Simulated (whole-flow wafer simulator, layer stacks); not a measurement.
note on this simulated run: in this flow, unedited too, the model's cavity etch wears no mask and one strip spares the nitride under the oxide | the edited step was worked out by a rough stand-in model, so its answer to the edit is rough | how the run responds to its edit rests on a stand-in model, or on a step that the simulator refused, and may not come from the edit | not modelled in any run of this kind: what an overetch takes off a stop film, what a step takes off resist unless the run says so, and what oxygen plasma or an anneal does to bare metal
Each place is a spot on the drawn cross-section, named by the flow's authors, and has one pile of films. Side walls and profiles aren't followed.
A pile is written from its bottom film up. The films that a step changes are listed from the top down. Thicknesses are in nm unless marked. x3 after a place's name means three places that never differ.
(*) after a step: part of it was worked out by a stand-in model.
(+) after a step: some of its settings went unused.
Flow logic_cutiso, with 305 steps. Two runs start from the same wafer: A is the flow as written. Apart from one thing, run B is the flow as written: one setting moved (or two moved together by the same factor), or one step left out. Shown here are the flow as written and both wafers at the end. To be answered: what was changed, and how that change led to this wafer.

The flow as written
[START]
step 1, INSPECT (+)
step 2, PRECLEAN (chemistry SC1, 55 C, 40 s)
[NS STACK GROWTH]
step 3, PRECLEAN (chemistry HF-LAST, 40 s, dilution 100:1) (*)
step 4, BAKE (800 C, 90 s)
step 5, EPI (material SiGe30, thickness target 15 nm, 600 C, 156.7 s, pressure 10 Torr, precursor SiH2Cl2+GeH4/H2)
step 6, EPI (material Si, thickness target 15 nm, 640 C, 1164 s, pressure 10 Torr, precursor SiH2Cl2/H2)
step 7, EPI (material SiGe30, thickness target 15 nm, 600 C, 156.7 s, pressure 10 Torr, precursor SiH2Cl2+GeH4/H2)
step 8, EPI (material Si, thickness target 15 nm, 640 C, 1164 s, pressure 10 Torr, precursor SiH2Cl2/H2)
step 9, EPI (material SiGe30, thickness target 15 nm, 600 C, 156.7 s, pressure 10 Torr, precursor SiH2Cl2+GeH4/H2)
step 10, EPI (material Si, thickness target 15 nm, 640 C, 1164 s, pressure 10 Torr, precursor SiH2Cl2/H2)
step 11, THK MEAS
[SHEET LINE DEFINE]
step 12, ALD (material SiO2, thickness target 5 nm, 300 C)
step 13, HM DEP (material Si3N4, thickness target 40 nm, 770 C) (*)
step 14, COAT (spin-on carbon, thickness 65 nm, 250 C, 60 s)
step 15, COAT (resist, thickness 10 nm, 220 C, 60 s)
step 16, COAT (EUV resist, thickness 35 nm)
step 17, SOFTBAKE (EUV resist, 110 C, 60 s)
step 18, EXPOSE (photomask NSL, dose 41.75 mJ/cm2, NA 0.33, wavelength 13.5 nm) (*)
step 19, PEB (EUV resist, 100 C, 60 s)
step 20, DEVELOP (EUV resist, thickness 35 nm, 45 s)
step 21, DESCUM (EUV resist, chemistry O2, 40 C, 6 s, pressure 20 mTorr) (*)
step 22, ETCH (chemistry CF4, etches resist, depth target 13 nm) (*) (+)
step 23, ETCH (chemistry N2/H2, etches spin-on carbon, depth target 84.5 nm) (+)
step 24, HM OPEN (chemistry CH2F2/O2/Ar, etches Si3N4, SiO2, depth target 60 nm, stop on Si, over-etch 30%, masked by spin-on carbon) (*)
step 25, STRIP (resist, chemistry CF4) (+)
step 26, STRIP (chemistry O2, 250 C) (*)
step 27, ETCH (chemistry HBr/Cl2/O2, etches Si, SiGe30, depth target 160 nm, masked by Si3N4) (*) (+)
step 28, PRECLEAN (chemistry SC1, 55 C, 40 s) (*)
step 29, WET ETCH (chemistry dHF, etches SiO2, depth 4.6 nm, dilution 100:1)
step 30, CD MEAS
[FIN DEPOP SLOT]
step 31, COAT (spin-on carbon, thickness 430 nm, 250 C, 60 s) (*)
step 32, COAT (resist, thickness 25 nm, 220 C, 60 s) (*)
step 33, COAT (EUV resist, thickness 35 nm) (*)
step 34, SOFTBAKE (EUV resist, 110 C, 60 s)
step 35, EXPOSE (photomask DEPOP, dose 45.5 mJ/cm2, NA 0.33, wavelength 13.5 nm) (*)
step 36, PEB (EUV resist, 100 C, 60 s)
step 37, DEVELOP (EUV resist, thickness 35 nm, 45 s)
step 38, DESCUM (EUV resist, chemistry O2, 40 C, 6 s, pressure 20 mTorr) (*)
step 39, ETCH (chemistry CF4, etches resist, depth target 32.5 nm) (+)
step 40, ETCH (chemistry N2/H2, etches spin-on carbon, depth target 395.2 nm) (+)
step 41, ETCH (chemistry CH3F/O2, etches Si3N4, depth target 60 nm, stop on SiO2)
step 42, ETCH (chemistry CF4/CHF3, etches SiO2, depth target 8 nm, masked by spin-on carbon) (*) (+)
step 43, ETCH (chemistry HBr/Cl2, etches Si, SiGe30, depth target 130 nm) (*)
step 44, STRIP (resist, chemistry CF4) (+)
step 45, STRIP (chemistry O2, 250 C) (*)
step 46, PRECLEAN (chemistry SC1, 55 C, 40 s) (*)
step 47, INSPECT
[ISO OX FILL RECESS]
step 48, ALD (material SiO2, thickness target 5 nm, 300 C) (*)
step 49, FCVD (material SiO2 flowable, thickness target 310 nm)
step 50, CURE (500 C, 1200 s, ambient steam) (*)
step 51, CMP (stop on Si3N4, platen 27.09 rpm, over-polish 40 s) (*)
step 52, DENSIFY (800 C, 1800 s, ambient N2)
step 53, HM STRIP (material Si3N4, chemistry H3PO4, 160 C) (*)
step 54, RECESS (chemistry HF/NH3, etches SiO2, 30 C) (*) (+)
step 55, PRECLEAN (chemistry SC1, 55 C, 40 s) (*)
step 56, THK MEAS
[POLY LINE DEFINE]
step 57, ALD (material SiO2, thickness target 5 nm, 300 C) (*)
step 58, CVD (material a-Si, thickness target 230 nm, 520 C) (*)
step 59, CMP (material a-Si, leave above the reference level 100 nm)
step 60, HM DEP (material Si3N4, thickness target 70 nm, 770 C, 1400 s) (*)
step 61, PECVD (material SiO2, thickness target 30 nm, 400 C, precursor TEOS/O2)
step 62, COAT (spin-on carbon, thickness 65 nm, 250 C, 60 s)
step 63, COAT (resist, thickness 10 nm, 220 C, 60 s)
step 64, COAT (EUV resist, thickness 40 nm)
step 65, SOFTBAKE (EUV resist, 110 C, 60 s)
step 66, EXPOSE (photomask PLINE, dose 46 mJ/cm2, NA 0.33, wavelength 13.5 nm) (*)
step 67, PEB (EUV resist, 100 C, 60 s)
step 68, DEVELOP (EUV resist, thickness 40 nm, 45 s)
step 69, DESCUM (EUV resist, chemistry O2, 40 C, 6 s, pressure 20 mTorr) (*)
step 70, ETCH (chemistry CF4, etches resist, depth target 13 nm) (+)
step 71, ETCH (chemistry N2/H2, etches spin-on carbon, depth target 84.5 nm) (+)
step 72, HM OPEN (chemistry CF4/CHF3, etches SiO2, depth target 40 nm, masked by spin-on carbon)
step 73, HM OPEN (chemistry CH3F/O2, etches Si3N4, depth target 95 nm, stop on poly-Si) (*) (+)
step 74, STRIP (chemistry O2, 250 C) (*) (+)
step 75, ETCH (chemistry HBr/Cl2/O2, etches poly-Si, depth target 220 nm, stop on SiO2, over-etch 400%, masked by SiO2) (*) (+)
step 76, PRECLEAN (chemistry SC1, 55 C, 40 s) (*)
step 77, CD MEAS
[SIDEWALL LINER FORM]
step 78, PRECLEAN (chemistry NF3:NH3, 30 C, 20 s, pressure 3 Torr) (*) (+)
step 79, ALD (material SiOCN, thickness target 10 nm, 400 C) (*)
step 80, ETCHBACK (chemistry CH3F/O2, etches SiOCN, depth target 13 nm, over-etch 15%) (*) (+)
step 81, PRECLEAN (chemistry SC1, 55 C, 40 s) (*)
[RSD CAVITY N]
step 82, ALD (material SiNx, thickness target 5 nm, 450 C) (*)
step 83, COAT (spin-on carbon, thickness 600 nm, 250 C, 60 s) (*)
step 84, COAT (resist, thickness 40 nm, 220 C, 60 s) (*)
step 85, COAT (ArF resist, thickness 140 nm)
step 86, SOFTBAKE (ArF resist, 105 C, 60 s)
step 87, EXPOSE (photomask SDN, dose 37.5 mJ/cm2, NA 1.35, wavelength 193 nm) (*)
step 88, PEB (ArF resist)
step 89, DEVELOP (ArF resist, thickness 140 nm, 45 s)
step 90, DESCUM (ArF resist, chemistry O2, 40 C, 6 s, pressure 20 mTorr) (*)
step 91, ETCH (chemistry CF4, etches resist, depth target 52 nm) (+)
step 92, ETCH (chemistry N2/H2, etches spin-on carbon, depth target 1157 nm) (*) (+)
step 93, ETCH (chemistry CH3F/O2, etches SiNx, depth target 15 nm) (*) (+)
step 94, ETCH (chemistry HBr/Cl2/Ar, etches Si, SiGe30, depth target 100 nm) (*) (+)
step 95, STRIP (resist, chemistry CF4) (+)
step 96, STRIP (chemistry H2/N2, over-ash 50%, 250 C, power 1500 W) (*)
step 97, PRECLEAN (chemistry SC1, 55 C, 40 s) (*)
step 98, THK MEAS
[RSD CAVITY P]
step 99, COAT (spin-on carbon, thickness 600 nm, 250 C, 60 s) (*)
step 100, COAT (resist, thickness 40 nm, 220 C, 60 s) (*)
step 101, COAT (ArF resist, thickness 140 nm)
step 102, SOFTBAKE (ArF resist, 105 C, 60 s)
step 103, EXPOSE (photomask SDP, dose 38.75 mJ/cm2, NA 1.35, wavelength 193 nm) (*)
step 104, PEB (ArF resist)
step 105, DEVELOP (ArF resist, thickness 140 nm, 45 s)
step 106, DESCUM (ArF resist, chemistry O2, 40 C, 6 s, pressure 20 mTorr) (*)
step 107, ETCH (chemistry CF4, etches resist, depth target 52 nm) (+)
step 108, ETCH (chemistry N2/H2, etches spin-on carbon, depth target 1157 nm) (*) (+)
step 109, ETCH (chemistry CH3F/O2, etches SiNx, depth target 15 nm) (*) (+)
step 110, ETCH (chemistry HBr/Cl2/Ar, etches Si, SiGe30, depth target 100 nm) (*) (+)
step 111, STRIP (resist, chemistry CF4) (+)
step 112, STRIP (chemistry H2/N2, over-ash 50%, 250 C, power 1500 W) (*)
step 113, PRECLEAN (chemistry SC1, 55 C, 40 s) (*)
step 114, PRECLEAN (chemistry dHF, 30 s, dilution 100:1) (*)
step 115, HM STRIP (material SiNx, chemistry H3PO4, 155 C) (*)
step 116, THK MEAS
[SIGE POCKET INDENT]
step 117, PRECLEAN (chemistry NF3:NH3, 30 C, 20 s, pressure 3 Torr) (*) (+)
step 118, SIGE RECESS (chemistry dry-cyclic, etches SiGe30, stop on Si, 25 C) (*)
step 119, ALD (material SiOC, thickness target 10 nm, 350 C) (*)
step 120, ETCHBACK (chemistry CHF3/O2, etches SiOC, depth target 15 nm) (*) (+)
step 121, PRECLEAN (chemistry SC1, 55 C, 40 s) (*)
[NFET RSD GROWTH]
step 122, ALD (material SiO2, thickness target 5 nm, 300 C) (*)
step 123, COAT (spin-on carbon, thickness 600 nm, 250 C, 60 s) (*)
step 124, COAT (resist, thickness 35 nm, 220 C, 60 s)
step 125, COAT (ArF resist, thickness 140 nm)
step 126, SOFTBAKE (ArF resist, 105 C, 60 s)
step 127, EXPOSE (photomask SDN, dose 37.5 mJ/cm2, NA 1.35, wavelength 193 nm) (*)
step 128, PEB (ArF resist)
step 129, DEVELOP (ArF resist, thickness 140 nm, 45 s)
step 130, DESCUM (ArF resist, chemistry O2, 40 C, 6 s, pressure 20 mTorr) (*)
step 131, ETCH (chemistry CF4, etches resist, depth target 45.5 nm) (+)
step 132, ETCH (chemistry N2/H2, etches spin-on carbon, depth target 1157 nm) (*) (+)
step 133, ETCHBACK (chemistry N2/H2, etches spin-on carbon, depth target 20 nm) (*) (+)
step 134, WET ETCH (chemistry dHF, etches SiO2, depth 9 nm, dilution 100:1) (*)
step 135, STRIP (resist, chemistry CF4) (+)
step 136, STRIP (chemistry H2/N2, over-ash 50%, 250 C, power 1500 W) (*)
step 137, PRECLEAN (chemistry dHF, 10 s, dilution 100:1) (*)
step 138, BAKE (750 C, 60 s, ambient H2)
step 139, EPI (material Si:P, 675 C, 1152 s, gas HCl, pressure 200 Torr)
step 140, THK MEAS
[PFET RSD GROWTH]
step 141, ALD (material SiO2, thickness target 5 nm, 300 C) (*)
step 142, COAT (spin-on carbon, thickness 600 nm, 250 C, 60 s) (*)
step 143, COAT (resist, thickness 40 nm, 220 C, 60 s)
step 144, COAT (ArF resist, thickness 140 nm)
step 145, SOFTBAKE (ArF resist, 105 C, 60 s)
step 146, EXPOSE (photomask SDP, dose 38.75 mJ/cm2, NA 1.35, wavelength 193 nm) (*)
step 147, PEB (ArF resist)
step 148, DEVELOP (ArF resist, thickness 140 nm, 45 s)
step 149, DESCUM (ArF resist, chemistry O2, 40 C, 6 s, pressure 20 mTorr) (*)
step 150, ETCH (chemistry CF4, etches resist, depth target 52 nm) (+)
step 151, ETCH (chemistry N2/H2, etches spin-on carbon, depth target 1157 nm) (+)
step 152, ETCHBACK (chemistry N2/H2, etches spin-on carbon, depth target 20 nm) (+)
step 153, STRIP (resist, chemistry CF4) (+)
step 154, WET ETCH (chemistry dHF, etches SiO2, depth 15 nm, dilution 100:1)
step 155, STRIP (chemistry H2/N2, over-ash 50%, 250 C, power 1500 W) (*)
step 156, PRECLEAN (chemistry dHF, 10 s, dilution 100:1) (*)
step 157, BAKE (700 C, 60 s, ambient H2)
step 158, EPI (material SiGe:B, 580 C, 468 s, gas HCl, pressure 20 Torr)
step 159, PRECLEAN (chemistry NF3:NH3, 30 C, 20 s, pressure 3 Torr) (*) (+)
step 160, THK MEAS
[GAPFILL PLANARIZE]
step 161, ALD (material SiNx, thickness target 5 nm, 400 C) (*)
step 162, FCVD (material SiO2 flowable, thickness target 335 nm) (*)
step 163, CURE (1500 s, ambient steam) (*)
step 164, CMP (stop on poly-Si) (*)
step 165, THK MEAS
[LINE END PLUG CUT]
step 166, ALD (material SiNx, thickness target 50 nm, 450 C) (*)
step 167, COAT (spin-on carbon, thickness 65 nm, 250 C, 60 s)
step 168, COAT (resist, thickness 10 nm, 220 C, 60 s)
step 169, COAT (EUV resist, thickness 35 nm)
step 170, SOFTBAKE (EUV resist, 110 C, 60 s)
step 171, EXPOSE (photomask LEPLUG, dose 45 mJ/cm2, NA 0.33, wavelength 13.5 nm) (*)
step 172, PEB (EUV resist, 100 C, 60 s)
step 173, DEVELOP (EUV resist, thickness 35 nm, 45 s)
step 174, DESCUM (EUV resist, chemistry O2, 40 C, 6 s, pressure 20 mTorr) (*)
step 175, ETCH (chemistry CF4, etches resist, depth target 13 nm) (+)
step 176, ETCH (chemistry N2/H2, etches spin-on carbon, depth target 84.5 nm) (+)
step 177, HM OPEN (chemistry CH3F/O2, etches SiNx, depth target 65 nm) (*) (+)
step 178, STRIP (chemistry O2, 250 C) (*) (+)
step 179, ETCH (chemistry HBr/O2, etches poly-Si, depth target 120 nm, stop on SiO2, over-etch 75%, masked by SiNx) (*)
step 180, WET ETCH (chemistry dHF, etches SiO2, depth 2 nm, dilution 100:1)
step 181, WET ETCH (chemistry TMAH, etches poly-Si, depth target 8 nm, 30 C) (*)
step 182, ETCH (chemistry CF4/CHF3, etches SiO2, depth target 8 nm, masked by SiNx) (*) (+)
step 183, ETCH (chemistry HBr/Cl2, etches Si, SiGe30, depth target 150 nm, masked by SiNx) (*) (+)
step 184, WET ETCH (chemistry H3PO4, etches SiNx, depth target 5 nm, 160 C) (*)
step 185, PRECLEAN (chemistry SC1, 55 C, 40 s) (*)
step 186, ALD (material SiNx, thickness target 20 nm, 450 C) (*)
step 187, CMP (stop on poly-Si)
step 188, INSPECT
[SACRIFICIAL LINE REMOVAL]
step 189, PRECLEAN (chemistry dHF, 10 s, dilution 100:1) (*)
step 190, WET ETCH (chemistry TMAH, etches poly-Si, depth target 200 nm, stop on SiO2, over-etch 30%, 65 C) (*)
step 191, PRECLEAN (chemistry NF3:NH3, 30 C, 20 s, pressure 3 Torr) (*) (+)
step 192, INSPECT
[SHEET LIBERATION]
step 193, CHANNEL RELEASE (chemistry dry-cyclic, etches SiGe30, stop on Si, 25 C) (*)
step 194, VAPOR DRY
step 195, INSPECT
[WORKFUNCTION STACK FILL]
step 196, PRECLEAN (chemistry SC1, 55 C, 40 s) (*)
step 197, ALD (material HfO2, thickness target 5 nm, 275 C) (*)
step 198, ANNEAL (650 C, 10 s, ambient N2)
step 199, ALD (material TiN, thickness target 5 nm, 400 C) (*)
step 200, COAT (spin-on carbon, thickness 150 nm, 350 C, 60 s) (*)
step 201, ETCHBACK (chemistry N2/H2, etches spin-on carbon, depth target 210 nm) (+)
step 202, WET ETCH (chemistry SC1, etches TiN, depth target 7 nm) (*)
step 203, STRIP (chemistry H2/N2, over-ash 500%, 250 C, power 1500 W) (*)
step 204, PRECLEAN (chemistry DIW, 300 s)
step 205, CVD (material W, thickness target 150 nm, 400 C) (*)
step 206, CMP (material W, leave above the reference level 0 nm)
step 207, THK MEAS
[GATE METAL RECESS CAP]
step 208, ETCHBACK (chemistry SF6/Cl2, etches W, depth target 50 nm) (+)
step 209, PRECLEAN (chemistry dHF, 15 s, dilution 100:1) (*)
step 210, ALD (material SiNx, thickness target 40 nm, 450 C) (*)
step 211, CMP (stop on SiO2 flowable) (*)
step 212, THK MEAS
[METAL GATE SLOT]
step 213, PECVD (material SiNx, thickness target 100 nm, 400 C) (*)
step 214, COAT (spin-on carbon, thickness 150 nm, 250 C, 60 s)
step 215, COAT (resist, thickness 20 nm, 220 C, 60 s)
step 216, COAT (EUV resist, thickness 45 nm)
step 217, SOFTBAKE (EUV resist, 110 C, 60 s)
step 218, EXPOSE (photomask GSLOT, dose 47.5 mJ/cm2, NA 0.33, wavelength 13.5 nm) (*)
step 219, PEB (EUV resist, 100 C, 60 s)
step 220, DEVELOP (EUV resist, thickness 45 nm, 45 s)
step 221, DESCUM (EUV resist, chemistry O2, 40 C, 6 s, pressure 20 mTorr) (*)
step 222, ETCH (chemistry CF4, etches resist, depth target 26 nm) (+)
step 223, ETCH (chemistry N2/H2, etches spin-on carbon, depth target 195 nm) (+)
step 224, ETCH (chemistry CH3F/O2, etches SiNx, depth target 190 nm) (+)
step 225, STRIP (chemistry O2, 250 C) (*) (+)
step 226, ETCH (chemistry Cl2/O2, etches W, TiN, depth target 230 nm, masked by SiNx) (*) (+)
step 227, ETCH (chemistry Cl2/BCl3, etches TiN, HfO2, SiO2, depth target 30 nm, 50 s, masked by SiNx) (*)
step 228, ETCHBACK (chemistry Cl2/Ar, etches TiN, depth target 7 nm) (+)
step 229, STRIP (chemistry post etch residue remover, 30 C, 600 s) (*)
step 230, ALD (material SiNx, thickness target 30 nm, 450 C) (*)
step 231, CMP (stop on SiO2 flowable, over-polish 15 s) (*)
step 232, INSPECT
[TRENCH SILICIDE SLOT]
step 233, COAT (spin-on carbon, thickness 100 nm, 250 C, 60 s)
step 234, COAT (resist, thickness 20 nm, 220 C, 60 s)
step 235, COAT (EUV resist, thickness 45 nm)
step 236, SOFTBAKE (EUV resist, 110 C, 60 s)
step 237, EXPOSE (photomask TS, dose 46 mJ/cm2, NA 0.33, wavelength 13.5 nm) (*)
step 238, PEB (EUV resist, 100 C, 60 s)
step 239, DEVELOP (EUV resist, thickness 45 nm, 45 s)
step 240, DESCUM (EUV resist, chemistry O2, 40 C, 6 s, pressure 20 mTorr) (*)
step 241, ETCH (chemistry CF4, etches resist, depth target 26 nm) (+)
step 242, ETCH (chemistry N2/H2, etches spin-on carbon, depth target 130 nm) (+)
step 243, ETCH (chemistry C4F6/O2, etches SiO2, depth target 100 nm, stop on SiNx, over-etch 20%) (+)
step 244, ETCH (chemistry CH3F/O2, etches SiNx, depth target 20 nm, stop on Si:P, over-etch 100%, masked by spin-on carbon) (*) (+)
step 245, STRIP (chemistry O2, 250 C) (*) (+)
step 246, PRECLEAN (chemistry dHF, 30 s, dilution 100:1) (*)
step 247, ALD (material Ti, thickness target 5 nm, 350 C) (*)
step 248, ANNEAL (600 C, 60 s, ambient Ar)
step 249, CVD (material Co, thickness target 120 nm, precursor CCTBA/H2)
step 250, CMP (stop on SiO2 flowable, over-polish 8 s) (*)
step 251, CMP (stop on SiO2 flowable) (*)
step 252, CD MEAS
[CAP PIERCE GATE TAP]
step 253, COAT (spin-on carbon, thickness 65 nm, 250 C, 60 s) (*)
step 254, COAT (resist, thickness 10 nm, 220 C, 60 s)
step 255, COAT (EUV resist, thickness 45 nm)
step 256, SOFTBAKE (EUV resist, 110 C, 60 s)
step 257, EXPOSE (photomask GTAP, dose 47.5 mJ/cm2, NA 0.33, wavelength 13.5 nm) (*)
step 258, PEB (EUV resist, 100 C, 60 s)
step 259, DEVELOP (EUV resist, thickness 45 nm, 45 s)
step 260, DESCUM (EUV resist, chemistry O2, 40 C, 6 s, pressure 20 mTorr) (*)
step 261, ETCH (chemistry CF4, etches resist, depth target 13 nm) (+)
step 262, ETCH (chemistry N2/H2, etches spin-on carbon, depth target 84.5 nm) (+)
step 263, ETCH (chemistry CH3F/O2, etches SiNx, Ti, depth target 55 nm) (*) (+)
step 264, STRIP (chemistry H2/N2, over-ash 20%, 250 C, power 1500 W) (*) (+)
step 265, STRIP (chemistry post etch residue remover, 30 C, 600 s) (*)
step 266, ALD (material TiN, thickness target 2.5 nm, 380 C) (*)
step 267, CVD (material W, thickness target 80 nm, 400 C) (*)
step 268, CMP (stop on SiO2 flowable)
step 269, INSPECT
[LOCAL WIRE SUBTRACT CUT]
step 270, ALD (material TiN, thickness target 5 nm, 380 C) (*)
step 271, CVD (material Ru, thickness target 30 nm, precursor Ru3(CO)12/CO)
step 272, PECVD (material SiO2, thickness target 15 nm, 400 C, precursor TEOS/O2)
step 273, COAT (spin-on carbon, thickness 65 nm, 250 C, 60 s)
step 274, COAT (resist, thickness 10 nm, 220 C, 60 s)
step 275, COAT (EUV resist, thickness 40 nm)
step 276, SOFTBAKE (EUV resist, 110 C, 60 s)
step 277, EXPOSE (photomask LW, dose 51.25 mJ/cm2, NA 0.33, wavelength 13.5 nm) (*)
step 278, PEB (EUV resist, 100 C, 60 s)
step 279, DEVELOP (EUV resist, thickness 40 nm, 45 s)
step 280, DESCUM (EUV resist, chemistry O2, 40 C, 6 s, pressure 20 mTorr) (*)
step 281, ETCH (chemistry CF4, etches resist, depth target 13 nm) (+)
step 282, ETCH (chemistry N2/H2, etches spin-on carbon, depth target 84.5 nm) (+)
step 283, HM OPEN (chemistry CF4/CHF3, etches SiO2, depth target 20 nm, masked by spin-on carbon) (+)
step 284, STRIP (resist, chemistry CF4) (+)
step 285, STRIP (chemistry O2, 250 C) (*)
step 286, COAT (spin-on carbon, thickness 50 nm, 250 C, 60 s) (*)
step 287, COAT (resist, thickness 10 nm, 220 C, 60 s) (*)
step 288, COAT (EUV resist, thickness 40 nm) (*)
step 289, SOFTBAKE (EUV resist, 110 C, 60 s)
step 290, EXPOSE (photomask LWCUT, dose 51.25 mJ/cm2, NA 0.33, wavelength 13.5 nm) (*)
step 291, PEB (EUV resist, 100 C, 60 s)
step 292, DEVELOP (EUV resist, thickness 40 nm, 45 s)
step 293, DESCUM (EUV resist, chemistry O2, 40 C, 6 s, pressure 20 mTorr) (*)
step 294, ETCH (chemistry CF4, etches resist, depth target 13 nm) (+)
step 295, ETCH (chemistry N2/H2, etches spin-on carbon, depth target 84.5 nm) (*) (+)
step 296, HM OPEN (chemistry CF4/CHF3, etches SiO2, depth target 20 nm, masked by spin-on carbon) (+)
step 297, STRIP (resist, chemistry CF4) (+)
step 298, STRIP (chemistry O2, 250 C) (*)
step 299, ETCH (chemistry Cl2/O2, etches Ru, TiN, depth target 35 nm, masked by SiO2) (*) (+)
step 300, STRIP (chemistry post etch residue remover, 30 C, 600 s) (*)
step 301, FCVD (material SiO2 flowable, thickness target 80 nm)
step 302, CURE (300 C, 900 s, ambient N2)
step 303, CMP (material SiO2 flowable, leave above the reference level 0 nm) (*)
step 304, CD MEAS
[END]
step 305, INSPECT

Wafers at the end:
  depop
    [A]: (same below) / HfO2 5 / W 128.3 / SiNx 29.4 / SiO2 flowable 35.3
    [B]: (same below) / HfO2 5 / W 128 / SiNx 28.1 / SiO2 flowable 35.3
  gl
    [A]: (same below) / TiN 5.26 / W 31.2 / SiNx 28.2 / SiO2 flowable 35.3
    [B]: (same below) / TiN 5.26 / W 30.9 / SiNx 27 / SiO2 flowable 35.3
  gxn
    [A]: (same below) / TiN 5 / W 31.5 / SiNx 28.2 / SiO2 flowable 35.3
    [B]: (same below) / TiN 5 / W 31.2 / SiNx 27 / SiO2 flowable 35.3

Cause: step 163, CURE: 600 s was run, while the flow as written has 1500 s.

The path from the change to this, step by step:
  step 163, CURE (1500 s, ambient steam) (*)
      depop, dpovl, isow, ns, nsgap: A -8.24 SiO2 flowable | B -7 SiO2 flowable
      gfld, iso, lnri: A -7.46 SiO2 flowable | B -6.46 SiO2 flowable
      (also at 14 further places)
  step 246, PRECLEAN (chemistry dHF, 30 s, dilution 100:1) (*)
      iso: A -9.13 SiO2 flowable | B -10 SiO2 flowable
      rsdx: A -8.73 SiO2 flowable | B -9.31 SiO2 flowable
  step 250, CMP (stop on SiO2 flowable, over-polish 8 s) (*)
      rsdx: A -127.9 Co (all of it) | B -127.1 Co
  step 251, CMP (stop on SiO2 flowable) (*)
      rsdx: A -5 Ti (all of it) | B -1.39 Co (all of it), -4.24 Ti
      iso: A -1.22 Co (all of it), -4.34 Ti | B -2.08 Co (all of it), -3.55 Ti
  step 265, STRIP (chemistry post etch residue remover, 30 C, 600 s) (*)
      rsdx: A nothing | B -0.76 Ti (all of it)
      iso: A -0.66 Ti (all of it) | B -1.45 Ti (all of it)
  step 268, CMP (stop on SiO2 flowable)
      depop, dpovl, gfld and 9 more: A -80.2 W (all of it), -2.5 TiN (all of it), -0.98 SiNx | B -80.2 W (all of it), -2.5 TiN (all of it), -1.85 SiNx
      lnr, lnri, lnrp, lnrt: A -80 W (all of it), -2.5 TiN (all of it), -1.22 SiOCN | B -80 W (all of it), -2.5 TiN (all of it), -2.08 SiOCN
      (also at 3 further places)
